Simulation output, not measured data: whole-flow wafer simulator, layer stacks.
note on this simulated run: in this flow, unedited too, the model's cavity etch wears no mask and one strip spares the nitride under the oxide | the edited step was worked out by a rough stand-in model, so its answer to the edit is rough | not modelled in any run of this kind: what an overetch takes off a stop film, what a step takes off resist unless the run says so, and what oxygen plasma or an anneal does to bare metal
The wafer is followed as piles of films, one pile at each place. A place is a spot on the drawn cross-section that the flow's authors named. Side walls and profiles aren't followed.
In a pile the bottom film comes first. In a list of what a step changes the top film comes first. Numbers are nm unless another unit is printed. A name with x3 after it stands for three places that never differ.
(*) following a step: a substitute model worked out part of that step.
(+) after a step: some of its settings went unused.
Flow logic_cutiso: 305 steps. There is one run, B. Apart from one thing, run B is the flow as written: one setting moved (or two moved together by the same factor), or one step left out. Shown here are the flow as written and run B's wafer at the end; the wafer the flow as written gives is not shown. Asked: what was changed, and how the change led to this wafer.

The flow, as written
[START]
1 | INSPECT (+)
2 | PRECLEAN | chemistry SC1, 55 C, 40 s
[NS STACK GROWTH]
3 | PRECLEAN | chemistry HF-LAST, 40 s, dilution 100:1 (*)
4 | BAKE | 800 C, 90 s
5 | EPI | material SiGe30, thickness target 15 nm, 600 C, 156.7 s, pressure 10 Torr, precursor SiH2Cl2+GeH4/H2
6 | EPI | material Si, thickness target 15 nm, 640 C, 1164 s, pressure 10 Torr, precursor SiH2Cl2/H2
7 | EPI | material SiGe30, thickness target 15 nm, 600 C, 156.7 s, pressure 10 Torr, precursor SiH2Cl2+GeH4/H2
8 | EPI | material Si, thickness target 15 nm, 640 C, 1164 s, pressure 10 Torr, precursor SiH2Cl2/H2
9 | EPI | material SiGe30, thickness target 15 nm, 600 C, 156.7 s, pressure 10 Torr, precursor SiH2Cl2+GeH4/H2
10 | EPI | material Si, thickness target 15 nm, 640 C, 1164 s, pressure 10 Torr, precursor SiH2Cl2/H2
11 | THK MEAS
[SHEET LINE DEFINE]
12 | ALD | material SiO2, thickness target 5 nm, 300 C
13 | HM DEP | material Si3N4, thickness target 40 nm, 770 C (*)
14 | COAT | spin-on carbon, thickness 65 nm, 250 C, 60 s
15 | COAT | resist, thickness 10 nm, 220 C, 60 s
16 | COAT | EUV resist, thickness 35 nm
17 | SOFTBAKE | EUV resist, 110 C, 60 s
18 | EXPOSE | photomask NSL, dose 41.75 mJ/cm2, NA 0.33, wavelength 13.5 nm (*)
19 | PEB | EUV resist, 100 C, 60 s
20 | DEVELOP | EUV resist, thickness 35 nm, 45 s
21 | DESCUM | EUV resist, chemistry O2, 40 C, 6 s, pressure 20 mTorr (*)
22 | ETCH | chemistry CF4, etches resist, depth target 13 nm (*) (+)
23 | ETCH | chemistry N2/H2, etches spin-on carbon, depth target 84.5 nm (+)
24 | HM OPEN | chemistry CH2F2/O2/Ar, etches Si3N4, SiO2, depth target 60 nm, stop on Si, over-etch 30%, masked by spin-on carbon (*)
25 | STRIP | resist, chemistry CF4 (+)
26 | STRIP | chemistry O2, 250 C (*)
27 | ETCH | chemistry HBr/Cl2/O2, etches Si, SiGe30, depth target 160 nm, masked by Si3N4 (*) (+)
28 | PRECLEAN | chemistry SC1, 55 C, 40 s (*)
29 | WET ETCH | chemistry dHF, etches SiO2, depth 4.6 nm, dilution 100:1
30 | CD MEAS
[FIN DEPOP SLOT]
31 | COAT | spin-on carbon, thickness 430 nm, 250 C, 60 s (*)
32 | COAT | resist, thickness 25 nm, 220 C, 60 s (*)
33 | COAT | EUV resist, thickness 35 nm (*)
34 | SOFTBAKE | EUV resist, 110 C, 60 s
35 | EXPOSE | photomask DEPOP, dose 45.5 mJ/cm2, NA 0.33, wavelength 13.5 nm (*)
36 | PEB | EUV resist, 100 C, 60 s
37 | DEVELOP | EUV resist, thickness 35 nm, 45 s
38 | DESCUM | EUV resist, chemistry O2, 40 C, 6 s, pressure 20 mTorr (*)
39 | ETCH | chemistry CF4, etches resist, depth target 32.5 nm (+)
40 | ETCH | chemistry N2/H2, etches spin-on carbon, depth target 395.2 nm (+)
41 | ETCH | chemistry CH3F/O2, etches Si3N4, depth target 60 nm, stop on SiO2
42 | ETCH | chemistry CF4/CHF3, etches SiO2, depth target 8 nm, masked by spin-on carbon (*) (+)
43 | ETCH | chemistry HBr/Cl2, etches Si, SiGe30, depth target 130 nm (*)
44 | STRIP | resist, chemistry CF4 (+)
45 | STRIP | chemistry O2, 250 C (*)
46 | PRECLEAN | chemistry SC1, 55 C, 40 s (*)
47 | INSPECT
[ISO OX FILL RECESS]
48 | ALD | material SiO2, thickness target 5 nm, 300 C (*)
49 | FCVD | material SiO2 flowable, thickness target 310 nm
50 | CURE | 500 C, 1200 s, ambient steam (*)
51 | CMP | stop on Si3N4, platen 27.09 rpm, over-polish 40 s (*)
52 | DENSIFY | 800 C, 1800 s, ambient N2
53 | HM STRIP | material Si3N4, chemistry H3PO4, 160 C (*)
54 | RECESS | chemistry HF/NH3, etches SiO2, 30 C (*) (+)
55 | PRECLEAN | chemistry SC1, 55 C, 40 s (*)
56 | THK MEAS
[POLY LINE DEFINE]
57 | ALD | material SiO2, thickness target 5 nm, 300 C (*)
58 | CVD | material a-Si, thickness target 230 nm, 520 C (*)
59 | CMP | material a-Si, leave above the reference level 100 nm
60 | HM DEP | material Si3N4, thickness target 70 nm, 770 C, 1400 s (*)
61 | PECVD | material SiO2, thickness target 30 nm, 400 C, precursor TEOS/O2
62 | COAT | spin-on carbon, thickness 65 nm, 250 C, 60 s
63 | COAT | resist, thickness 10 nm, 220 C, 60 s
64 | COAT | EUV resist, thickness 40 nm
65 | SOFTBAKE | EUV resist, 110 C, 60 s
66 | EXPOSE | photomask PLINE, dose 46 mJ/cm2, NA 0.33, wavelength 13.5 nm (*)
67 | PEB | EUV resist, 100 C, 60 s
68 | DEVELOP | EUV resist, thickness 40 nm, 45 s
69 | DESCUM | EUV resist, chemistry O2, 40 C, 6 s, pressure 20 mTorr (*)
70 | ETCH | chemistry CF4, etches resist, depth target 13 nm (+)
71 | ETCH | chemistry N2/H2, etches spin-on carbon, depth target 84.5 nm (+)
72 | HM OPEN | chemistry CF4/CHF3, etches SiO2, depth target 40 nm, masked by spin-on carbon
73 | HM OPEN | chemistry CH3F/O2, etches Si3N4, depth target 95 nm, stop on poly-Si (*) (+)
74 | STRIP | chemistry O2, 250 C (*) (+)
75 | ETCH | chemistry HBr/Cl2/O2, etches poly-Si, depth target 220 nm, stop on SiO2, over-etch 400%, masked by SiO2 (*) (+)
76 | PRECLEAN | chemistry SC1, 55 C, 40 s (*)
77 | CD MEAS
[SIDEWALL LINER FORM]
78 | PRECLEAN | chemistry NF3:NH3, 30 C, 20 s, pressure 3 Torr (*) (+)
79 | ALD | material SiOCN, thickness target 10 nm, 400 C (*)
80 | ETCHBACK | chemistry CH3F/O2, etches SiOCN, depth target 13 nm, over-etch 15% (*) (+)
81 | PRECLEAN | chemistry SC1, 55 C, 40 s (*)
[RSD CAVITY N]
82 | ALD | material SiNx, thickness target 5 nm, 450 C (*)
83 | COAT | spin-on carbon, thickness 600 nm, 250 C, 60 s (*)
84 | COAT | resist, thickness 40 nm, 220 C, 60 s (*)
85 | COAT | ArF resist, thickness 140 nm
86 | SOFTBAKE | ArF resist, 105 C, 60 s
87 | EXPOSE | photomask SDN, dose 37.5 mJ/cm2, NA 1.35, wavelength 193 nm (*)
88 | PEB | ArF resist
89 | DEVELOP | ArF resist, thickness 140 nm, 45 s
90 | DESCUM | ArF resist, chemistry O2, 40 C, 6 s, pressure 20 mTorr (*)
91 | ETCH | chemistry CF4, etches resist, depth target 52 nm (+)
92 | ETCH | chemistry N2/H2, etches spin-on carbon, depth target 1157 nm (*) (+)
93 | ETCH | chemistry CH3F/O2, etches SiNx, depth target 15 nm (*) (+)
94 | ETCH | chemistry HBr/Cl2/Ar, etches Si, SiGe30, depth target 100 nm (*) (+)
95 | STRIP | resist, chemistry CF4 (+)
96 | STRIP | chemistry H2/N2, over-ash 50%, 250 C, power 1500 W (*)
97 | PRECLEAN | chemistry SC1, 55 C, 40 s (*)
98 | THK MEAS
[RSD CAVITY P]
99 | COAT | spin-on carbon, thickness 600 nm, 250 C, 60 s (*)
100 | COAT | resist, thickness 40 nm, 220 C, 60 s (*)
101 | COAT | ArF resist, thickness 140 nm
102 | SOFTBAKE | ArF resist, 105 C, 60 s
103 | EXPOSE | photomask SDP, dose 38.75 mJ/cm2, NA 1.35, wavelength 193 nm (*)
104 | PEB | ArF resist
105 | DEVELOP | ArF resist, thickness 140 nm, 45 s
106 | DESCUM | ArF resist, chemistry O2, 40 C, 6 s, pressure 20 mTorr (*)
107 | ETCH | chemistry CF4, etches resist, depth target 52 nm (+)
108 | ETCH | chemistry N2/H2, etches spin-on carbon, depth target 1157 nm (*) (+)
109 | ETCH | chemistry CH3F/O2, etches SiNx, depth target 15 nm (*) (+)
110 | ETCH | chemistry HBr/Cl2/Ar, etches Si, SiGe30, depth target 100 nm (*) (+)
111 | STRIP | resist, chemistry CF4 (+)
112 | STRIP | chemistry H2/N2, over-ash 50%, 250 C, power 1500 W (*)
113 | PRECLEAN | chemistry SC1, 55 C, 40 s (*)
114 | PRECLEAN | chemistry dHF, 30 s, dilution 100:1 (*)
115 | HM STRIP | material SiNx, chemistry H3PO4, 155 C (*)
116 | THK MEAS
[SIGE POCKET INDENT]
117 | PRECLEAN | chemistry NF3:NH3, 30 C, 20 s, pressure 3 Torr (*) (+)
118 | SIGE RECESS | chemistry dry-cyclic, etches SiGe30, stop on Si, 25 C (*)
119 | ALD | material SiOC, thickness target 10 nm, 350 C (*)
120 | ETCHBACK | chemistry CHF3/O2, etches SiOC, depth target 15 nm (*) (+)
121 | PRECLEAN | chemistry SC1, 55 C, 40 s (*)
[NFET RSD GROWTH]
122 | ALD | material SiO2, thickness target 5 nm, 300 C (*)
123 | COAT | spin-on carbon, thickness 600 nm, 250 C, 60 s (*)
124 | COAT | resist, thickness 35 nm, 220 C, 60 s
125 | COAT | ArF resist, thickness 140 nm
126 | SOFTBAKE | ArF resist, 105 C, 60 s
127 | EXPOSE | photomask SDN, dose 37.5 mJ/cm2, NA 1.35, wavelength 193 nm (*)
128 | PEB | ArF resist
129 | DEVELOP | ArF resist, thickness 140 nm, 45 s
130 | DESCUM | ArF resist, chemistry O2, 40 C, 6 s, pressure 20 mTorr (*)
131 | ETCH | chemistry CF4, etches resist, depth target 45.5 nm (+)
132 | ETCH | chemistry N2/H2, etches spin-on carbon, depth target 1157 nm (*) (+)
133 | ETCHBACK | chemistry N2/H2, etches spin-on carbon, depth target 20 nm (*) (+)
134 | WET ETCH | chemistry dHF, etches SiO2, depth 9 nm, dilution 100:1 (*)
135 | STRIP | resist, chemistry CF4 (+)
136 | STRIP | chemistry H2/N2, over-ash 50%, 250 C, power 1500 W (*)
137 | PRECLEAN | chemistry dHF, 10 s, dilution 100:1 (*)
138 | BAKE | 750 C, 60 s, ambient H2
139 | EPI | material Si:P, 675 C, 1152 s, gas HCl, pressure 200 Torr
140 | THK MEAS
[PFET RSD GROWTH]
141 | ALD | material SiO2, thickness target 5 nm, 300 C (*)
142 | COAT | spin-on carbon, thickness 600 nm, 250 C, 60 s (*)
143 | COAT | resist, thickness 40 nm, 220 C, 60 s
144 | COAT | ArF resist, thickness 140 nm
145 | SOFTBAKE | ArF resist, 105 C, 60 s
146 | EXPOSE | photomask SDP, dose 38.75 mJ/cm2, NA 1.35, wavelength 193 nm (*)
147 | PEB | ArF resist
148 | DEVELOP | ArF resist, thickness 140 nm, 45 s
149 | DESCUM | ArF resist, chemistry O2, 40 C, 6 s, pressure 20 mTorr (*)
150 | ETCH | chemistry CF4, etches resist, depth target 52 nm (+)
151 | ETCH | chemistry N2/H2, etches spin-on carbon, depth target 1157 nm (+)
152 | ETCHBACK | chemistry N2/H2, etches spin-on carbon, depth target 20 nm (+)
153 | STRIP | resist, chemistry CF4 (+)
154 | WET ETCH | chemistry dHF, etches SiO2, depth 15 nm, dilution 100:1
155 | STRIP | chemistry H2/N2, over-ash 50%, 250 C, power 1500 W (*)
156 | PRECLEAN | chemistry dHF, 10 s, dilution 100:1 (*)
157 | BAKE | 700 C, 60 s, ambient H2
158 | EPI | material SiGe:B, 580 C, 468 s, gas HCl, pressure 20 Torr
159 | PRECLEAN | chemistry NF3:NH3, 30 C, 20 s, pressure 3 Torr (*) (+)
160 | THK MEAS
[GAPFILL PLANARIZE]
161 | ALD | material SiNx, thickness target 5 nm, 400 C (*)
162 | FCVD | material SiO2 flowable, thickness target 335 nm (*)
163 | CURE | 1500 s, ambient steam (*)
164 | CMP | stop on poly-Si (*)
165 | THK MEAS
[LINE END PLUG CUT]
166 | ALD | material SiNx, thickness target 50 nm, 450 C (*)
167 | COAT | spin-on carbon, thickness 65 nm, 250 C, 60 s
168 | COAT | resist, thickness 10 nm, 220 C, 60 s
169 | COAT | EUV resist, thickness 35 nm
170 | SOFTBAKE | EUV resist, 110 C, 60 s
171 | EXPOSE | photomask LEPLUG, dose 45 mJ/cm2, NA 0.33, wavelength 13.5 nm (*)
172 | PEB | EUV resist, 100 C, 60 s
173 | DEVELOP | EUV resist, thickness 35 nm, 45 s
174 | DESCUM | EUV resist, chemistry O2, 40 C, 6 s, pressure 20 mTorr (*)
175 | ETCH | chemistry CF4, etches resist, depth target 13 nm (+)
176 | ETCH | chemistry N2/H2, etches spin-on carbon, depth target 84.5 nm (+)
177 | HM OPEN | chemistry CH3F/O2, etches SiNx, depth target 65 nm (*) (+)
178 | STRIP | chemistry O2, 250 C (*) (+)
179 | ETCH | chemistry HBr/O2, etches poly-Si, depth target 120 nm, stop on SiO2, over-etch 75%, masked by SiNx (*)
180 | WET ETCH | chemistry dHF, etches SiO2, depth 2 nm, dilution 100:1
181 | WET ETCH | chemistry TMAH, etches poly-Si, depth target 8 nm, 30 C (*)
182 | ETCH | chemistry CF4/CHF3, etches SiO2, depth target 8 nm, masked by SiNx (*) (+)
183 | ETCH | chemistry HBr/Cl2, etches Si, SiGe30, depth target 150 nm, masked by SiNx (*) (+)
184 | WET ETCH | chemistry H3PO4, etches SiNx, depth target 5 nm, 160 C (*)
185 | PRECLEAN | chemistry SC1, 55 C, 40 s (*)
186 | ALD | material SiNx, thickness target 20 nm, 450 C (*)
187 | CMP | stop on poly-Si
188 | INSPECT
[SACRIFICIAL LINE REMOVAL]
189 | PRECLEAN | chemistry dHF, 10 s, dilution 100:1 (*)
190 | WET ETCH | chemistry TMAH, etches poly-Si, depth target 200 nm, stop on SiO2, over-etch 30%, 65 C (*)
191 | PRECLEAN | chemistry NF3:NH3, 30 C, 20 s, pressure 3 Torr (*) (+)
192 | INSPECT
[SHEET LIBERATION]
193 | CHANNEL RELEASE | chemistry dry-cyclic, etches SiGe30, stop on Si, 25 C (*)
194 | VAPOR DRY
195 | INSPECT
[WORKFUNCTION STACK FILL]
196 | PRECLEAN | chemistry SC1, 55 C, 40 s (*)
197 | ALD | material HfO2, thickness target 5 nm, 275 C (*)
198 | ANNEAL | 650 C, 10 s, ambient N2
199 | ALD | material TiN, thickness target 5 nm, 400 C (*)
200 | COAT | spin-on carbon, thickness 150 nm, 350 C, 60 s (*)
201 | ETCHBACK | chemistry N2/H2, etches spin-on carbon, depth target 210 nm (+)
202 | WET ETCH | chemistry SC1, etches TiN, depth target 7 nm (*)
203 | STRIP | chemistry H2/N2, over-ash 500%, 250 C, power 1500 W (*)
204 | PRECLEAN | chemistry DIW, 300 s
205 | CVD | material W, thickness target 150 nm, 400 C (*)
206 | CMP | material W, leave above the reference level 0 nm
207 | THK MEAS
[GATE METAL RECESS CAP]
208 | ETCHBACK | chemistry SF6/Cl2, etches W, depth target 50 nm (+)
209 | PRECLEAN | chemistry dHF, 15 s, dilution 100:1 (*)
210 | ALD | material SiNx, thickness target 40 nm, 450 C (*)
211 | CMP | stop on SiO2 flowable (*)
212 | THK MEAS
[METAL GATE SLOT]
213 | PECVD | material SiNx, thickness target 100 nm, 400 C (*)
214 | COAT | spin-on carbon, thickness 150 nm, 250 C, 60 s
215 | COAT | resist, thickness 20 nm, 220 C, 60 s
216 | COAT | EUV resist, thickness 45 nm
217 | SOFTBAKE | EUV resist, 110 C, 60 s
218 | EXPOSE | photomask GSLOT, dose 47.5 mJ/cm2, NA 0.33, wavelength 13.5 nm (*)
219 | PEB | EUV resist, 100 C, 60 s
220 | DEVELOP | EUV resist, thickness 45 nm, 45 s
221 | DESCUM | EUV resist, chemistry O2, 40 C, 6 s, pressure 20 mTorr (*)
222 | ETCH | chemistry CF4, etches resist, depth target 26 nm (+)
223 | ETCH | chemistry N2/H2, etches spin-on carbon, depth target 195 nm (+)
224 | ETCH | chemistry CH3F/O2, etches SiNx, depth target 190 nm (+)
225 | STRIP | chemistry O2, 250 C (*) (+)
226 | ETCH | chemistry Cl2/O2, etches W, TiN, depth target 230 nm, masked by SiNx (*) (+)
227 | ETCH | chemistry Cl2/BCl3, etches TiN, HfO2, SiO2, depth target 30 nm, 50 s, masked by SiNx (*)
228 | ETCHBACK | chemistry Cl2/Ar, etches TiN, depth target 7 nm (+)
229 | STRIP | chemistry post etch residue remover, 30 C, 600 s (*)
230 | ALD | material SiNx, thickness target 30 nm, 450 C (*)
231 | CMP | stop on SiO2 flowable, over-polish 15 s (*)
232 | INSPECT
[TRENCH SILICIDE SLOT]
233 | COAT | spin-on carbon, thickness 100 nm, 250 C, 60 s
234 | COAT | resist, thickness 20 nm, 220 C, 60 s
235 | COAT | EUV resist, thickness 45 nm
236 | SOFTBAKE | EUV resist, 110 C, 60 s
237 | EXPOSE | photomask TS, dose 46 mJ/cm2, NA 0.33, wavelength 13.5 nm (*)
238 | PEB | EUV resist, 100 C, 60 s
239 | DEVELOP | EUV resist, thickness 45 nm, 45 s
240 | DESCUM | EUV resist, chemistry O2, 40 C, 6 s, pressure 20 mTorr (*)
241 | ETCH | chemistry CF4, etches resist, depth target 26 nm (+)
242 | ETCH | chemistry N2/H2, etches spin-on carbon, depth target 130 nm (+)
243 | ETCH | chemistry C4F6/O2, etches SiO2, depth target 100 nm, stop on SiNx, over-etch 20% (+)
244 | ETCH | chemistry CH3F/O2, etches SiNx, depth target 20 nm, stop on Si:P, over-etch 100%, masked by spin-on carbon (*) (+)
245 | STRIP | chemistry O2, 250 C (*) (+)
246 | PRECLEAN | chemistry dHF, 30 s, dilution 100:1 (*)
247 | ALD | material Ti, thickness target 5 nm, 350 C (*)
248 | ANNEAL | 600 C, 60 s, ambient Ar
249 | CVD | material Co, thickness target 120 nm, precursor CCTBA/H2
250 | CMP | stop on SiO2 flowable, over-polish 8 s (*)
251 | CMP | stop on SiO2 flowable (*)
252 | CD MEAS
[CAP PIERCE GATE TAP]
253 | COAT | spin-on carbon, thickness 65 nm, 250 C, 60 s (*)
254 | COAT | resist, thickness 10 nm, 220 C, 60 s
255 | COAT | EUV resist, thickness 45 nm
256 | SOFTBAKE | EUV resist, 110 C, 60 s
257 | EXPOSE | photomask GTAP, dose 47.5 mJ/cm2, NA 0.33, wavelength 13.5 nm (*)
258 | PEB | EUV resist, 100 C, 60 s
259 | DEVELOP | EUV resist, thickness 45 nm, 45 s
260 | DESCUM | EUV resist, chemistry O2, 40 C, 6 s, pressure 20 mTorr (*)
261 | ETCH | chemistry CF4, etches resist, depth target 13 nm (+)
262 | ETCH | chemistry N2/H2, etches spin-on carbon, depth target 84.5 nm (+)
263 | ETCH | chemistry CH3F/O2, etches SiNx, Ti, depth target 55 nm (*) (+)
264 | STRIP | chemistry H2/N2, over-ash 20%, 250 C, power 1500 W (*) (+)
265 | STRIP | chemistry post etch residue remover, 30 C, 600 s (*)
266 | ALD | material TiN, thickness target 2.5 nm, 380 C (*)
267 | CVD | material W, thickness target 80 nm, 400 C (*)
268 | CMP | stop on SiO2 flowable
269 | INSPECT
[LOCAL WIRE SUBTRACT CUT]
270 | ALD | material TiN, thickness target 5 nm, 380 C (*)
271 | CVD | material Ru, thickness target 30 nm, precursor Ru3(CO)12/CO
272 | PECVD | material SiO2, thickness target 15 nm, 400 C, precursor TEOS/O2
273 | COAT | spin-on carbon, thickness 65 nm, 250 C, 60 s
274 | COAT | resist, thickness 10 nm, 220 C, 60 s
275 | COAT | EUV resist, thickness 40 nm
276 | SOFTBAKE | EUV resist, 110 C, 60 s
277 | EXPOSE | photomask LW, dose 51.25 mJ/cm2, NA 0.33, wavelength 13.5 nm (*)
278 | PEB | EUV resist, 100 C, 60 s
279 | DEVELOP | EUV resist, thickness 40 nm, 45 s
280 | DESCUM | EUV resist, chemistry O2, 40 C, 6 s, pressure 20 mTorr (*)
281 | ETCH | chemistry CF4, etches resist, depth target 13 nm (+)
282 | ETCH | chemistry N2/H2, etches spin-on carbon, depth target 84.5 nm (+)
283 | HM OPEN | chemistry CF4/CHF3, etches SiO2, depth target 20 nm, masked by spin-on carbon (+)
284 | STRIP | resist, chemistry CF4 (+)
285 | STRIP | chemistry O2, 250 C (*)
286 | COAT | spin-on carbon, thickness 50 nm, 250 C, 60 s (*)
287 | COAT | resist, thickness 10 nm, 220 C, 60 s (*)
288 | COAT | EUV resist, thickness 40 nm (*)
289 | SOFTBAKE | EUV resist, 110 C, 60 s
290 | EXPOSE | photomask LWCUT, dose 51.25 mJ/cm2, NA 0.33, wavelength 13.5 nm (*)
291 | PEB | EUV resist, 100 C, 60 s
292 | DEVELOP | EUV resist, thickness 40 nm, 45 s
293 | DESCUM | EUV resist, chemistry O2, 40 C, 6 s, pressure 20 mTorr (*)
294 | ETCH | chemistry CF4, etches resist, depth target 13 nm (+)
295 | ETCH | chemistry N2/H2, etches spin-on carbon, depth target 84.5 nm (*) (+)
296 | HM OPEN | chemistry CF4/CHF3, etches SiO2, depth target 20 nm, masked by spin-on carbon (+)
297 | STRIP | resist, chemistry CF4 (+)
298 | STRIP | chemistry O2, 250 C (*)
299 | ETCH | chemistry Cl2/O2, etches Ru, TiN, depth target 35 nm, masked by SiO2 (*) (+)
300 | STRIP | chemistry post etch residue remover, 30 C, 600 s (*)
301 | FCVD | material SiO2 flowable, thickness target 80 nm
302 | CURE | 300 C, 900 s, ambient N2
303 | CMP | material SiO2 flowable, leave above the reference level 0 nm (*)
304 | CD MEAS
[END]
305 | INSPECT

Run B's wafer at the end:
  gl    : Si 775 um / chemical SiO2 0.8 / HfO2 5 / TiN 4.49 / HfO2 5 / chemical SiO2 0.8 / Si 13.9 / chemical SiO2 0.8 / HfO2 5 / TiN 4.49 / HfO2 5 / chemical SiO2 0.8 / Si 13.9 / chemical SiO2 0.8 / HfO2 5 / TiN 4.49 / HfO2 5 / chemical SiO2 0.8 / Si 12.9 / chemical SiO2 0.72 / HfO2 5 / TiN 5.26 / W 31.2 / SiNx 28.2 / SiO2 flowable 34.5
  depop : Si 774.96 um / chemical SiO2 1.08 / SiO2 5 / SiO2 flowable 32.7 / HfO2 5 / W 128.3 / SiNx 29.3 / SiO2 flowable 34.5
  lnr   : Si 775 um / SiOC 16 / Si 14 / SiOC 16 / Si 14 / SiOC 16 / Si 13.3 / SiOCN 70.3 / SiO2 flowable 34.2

The reason: step 270, ALD: thickness target 4.2 nm was run, though the flow has thickness target 5 nm.

Step by step, how the change led to this:
  270 | ALD | material TiN, thickness target 5 nm, 380 C (*)
      depop, dpovl, gfld and 19 more: TiN gains 4.2 (new film) (in the flow as written it would be: TiN gains 5 (new film))
  299 | ETCH | chemistry Cl2/O2, etches Ru, TiN, depth target 35 nm, masked by SiO2 (*) (+)
      gl, glp, gxf, gxn, gxp: Ru loses 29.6 (all of it), TiN loses 4.2 (all of it), SiNx loses 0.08 (in the flow as written it would be: Ru loses 29.6 (all of it), TiN loses 5 (all of it))
      iso: Ru loses 29.6 (all of it), TiN loses 4.2 (all of it), SiO2 flowable loses 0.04 (in the flow as written it would be: Ru loses 29.6 (all of it), TiN loses 5 (all of it))
      (and at 12 other places as well)
